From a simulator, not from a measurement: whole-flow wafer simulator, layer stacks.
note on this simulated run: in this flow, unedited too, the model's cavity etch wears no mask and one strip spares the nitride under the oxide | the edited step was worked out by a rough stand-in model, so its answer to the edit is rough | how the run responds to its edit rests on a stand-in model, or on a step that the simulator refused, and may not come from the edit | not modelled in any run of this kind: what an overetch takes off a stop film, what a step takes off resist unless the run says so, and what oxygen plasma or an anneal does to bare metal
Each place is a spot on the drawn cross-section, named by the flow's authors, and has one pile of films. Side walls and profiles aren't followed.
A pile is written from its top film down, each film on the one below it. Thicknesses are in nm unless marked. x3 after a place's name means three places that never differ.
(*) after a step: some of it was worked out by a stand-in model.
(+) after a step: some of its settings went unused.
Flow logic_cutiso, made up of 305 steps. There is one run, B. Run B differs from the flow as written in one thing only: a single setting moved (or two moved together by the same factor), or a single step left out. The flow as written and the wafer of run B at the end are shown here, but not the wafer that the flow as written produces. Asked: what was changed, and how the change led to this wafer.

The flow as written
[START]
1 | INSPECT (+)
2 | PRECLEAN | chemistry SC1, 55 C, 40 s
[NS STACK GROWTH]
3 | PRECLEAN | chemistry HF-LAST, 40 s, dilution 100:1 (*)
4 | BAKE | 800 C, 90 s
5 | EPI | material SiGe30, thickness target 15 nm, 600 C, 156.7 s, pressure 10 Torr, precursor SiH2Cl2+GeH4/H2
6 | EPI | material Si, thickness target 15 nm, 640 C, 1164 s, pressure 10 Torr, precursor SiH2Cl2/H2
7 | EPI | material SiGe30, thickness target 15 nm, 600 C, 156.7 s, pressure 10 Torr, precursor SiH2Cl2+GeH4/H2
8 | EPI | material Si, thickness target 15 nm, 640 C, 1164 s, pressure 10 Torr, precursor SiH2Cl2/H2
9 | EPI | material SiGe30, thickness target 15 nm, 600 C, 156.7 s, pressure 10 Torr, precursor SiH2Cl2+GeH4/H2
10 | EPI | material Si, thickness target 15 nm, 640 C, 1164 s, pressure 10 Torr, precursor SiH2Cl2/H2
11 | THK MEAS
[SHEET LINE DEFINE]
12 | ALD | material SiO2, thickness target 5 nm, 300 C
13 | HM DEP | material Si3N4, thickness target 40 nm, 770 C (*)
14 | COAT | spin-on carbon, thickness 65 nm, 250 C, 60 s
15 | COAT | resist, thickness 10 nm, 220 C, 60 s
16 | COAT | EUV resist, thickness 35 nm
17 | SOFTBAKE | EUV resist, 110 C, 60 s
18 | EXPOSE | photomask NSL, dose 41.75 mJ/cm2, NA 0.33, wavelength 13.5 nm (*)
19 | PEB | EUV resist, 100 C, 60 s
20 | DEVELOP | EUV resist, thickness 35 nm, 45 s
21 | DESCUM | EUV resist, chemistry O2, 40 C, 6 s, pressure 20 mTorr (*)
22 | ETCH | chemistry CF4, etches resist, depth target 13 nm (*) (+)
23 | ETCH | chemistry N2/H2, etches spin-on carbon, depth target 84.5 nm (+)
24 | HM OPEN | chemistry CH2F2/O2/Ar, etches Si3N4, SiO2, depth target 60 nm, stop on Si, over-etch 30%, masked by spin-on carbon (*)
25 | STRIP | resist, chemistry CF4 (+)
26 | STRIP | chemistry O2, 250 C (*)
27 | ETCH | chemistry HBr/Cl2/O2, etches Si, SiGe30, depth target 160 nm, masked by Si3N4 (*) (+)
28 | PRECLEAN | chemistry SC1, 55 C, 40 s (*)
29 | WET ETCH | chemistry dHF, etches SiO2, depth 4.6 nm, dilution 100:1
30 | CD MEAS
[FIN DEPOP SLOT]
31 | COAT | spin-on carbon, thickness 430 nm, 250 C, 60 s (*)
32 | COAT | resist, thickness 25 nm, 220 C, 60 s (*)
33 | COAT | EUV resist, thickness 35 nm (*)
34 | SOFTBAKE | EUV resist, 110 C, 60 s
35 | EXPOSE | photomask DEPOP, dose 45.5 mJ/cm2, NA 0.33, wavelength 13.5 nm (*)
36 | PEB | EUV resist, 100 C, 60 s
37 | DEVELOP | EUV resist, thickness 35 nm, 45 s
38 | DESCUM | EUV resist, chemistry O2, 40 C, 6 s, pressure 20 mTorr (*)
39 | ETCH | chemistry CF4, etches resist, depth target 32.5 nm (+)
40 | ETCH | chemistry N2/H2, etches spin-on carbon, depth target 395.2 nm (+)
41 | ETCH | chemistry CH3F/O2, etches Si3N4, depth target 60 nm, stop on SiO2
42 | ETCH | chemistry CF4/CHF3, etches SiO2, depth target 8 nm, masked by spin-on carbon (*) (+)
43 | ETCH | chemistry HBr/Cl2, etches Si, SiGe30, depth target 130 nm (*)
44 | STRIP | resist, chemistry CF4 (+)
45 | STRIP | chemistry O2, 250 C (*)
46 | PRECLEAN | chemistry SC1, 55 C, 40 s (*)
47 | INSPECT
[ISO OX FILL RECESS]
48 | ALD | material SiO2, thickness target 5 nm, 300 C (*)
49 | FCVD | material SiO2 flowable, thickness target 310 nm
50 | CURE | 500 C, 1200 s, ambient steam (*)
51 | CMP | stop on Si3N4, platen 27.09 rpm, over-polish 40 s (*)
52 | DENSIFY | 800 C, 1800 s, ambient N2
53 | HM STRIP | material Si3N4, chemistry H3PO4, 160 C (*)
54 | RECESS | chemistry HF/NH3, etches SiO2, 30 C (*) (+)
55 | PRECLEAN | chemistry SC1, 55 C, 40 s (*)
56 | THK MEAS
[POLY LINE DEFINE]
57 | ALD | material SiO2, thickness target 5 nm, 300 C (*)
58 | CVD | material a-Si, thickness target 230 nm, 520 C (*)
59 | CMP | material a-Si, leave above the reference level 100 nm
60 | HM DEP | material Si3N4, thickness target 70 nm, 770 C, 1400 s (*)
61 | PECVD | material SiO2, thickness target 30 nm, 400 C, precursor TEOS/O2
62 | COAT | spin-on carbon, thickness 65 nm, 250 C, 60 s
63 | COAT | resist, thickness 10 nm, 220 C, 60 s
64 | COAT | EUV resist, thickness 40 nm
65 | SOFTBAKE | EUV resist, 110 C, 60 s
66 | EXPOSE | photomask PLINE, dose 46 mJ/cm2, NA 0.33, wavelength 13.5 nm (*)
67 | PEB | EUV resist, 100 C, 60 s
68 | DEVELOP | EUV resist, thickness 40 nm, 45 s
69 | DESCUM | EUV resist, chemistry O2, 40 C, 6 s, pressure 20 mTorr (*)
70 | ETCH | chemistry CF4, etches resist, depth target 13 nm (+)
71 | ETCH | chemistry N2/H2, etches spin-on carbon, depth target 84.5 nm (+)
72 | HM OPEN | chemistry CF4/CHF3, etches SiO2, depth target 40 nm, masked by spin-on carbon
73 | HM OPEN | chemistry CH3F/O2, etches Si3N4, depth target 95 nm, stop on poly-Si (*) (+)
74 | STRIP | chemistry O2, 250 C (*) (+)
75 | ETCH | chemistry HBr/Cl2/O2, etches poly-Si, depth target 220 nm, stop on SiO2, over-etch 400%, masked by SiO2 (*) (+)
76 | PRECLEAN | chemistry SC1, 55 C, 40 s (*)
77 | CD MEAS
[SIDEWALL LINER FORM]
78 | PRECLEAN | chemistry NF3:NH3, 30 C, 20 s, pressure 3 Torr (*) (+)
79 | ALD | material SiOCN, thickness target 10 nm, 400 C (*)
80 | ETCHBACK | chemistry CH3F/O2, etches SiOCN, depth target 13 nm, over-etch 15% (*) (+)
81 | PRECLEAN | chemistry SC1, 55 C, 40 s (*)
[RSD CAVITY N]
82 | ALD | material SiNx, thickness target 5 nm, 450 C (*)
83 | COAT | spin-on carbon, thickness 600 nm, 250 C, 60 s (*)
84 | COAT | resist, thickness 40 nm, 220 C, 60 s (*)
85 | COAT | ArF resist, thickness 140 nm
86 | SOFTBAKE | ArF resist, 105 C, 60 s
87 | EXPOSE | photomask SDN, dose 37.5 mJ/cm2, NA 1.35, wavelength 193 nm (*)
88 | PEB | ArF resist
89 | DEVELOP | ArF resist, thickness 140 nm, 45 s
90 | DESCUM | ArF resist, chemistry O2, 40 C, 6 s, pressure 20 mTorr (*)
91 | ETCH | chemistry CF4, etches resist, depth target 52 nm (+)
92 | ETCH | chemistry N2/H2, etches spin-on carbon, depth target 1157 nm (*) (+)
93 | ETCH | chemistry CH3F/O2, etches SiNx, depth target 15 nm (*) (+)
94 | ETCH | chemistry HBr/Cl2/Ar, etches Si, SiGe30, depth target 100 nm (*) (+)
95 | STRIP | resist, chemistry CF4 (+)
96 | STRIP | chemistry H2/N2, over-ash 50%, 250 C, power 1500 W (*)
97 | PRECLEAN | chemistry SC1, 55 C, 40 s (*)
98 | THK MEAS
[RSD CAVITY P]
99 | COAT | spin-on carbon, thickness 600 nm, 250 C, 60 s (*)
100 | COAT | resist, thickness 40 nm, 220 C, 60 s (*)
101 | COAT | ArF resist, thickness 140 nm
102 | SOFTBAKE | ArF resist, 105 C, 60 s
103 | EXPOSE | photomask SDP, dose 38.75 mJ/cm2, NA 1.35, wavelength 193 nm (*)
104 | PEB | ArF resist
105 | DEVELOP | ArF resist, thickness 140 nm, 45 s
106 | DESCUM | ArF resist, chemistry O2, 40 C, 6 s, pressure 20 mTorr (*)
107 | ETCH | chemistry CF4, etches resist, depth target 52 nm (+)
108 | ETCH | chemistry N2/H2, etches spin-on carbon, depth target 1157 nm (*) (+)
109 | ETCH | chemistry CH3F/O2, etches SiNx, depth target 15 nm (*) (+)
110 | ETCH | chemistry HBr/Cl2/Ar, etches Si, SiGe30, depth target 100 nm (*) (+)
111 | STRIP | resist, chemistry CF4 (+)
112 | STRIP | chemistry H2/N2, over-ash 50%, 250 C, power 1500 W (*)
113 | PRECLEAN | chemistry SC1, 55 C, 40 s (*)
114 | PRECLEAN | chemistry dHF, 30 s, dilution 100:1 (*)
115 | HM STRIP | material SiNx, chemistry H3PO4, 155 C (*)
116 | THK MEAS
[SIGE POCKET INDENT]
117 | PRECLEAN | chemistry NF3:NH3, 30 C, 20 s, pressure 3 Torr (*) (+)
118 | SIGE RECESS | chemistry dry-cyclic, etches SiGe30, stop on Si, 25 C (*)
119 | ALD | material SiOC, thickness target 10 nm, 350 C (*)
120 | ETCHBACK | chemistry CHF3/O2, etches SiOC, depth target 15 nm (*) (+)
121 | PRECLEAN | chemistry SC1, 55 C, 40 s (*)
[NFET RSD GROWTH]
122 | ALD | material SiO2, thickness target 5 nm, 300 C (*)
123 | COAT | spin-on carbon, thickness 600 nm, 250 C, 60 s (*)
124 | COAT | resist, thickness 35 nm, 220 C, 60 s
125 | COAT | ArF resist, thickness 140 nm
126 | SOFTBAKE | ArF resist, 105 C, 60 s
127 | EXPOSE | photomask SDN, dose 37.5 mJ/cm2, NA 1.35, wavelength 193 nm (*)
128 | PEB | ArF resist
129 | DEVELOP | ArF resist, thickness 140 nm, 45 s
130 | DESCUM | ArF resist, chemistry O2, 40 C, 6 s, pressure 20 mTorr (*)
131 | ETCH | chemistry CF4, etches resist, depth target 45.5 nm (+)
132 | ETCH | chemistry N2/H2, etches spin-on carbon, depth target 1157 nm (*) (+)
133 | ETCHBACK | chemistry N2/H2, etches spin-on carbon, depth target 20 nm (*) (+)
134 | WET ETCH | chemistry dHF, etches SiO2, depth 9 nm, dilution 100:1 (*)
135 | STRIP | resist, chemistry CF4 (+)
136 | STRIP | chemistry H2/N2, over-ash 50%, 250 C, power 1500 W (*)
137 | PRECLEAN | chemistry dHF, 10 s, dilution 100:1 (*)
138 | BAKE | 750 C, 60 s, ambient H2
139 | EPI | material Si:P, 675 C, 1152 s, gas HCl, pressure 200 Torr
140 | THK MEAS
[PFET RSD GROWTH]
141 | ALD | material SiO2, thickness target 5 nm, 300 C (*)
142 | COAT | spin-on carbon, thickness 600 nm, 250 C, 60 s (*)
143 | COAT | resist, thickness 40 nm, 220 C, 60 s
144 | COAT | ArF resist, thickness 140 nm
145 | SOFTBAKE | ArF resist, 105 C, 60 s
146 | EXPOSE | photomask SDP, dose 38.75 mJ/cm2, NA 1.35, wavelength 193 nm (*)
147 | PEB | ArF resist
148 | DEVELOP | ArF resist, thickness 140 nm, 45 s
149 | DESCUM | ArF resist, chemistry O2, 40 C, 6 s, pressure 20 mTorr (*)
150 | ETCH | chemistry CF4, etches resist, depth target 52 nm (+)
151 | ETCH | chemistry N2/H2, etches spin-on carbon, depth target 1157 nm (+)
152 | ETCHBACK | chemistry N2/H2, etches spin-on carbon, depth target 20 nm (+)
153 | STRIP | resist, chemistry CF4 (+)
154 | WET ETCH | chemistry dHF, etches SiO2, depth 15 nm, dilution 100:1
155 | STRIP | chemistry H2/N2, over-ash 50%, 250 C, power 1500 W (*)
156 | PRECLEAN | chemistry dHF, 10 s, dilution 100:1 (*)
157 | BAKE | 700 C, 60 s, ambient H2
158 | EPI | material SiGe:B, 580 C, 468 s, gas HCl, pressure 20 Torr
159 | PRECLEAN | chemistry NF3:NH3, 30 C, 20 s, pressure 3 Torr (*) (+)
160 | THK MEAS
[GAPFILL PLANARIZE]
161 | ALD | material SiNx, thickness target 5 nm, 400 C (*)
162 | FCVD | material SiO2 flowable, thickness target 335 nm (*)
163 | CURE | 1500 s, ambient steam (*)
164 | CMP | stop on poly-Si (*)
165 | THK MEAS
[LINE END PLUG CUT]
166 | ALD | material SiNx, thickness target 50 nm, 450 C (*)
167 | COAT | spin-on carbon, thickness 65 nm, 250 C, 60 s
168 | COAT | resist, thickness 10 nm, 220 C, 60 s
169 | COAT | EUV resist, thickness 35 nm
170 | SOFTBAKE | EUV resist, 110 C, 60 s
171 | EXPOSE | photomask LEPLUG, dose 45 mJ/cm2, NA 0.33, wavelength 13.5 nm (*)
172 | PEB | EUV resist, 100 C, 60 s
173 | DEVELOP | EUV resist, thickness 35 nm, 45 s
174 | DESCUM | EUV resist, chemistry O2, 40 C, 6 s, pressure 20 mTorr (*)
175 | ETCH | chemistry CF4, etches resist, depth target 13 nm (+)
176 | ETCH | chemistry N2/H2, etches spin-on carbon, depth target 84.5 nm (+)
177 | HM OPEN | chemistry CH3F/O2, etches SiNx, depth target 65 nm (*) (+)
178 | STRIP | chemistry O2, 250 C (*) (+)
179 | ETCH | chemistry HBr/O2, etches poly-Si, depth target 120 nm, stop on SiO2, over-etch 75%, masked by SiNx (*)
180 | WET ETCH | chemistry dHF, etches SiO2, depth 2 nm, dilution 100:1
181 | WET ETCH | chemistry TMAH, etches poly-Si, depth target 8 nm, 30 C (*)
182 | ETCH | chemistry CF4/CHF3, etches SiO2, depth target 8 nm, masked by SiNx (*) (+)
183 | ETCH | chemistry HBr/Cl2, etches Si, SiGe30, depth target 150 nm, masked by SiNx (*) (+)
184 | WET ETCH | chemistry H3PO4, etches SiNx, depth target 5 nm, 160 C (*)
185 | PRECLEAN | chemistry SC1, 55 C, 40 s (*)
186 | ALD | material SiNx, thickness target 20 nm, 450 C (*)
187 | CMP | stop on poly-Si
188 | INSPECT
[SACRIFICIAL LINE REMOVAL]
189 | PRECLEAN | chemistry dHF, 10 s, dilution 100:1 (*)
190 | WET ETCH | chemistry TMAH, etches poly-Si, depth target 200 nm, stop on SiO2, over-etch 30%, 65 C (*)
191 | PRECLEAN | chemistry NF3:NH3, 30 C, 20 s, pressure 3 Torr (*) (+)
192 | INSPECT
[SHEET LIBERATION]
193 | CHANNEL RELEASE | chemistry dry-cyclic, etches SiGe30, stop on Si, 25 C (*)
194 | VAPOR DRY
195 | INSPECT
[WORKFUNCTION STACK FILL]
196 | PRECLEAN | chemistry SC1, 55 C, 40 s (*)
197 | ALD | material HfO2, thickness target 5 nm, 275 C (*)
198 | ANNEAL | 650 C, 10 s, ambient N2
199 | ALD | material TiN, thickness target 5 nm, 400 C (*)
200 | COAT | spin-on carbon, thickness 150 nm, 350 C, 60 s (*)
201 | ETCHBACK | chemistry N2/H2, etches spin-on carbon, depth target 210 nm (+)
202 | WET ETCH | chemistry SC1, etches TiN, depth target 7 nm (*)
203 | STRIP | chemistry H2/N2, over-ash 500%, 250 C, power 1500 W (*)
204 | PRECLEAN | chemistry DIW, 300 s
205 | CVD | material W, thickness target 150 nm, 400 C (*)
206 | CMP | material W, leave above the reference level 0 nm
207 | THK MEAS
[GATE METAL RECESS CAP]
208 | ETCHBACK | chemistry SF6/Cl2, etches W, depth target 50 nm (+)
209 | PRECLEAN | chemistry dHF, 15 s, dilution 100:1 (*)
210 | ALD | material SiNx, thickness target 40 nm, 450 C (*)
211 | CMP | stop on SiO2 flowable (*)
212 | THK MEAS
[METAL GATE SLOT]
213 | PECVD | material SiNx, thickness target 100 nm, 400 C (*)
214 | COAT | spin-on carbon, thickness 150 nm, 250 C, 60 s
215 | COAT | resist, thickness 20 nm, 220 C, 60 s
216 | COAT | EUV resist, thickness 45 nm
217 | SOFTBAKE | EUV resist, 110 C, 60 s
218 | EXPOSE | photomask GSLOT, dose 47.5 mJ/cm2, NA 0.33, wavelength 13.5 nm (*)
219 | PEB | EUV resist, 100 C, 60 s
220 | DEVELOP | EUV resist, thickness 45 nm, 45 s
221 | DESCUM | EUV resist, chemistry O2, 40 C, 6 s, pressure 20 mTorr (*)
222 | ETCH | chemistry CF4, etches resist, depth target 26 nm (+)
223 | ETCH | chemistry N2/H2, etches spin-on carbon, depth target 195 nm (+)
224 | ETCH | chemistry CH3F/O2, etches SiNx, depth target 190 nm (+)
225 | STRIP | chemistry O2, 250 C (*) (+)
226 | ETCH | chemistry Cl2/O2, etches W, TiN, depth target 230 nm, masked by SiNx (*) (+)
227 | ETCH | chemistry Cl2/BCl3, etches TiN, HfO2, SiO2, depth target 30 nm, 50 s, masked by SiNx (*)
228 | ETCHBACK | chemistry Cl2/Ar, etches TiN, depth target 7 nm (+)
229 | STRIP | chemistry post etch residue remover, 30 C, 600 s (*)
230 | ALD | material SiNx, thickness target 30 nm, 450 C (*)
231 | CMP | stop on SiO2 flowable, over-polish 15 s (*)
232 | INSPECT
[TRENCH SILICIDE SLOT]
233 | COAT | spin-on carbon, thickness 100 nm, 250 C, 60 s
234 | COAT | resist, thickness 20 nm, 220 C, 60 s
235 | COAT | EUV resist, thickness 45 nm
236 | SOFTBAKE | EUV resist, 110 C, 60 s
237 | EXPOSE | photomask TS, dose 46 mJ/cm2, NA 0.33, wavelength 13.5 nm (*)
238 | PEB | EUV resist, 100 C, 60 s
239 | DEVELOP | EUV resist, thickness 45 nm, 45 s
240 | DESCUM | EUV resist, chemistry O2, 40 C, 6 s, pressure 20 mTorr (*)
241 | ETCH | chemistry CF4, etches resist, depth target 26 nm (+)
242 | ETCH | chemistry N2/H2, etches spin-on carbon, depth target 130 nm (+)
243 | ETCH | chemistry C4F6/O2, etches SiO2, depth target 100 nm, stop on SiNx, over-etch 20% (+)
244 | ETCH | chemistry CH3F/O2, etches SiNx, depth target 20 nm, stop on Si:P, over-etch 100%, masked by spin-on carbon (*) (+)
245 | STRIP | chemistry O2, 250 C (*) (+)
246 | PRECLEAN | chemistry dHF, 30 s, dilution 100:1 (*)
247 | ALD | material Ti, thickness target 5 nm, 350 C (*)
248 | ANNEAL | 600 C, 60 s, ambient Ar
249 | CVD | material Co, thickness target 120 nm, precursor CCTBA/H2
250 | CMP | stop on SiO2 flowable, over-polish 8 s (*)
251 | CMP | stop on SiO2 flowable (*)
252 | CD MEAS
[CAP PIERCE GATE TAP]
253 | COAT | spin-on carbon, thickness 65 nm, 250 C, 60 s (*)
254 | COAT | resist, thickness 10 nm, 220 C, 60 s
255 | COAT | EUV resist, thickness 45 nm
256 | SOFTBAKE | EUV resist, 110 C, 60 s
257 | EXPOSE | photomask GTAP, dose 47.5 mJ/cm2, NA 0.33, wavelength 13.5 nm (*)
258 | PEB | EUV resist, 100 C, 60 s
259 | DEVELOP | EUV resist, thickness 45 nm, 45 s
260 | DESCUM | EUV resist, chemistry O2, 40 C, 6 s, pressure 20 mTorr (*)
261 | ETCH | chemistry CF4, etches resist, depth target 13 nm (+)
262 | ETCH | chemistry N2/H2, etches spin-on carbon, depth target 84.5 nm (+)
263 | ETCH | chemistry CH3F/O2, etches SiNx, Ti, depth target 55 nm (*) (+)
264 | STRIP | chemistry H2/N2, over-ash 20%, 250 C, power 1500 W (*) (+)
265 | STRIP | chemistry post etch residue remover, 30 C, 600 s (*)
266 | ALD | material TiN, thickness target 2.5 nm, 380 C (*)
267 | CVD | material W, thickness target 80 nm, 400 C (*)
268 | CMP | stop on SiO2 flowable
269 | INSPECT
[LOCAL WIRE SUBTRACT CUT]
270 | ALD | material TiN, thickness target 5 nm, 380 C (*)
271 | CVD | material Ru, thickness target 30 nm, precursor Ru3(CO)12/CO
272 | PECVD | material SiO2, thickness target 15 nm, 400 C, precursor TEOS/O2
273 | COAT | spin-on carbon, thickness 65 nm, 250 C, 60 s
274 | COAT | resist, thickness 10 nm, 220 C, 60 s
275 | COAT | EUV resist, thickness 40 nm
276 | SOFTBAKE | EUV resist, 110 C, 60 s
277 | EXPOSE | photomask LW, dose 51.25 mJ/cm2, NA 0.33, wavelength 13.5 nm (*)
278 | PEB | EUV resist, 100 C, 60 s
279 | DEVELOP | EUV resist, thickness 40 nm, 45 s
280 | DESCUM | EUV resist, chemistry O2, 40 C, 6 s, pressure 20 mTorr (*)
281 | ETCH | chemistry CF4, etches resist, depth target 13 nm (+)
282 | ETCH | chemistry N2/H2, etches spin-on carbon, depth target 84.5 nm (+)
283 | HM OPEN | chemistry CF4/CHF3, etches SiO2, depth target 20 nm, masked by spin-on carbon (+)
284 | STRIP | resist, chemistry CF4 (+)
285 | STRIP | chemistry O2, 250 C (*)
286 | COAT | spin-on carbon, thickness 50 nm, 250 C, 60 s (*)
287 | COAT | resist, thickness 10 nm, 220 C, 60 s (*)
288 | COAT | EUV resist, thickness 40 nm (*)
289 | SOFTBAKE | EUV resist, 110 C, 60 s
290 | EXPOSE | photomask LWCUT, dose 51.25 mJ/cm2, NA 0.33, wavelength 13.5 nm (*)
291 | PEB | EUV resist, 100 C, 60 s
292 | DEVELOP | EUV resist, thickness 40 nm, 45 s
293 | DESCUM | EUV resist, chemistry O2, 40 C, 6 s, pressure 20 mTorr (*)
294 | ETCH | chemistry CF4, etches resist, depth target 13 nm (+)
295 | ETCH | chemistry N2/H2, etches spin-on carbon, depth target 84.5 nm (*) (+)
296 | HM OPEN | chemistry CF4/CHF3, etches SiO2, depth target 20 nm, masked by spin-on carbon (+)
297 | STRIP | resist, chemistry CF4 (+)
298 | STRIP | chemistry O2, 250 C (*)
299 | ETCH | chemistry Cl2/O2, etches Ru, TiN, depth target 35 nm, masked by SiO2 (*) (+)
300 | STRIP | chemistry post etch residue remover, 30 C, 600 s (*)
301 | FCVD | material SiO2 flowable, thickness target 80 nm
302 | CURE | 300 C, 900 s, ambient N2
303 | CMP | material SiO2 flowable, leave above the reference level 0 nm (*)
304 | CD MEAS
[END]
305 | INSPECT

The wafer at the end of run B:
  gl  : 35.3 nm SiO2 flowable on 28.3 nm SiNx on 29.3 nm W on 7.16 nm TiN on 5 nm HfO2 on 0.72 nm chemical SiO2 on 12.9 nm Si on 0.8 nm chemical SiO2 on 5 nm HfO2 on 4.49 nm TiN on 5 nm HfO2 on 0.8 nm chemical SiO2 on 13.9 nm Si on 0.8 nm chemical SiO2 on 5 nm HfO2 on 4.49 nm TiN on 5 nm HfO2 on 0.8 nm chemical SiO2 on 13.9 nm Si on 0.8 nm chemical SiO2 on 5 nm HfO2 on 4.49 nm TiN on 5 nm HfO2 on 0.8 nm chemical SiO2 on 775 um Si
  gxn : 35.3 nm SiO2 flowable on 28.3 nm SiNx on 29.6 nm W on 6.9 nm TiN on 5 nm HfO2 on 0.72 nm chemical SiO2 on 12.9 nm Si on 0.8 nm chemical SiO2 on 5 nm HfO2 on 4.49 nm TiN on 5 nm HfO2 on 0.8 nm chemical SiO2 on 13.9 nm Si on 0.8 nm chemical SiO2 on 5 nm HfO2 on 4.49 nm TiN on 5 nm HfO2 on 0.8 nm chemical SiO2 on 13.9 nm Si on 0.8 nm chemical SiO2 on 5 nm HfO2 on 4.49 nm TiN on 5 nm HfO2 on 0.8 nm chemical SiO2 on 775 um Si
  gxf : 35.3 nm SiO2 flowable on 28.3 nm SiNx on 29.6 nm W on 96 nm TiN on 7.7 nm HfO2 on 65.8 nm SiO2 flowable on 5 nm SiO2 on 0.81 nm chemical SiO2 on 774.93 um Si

The reason: step 199, ALD: thickness target 6.9 nm was run, though the flow has thickness target 5 nm.
The wafer lets one read it off: gxn has TiN 6.9, and step 199 as written asks for 5 nm.

How this came from the change, step by step:
  199 | ALD | material TiN, thickness target 5 nm, 400 C (*)
      depop, dpovl, iso and 11 more: TiN gains 6.9 (new film) (as written it would have been: TiN gains 5 (new film))
      gl, glp, tap: TiN gains 7.16 (new film), TiN gains 4.49 (new film), cavity loses 4.49 (all of it), TiN gains 4.49 (new film), cavity loses 4.49 (all of it), TiN gains 4.49 (new film), cavity loses 4.49 (all of it) (as written it would have been: TiN gains 5.26 (new film), TiN gains 4.49 (new film), cavity loses 4.49 (all of it), TiN gains 4.49 (new film), cavity loses 4.49 (all of it), TiN gains 4.49 (new film), cavity loses 4.49 (all of it))
      (as well as at 5 more places)
  200 | COAT | spin-on carbon, thickness 150 nm, 350 C, 60 s (*)
      gl, glp: spin-on carbon gains 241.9 (new film) (as written it would have been: spin-on carbon gains 236.9 (new film))
      gxn, gxp: spin-on carbon gains 242.1 (new film) (as written it would have been: spin-on carbon gains 236.9 (new film))
      (as well as at 14 more places)
  201 | ETCHBACK | chemistry N2/H2, etches spin-on carbon, depth target 210 nm (+)
      lnr, lnrp: spin-on carbon loses 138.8 (all of it) (as written it would have been: spin-on carbon loses 133.9 (all of it))
      iso: spin-on carbon loses 150.6 (all of it) (as written it would have been: spin-on carbon loses 145.4 (all of it))
      (as well as at 9 more places)
  202 | WET ETCH | chemistry SC1, etches TiN, depth target 7 nm (*)
      depop, dpovl, iso and 12 more: TiN loses 6.9 (all of it) (as written it would have been: TiN loses 5 (all of it))
  203 | STRIP | chemistry H2/N2, over-ash 500%, 250 C, power 1500 W (*)
      gl, glp: spin-on carbon loses 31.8 (all of it) (as written it would have been: spin-on carbon loses 26.7 (all of it))
      gxn, gxp: spin-on carbon loses 31.9 (all of it) (as written it would have been: spin-on carbon loses 26.8 (all of it))
      (as well as at 3 more places)
  205 | CVD | material W, thickness target 150 nm, 400 C (*)
      gxf: W gains 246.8 (new film) (as written it would have been: W gains 337.8 (new film))
  226 | ETCH | chemistry Cl2/O2, etches W, TiN, depth target 230 nm, masked by SiNx (*) (+)
      gfld: W loses 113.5 (all of it), TiN loses 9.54 (all of it), HfO2 loses 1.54 (as written it would have been: W loses 115.4 (all of it), TiN loses 7.64 (all of it), HfO2 loses 1.54)
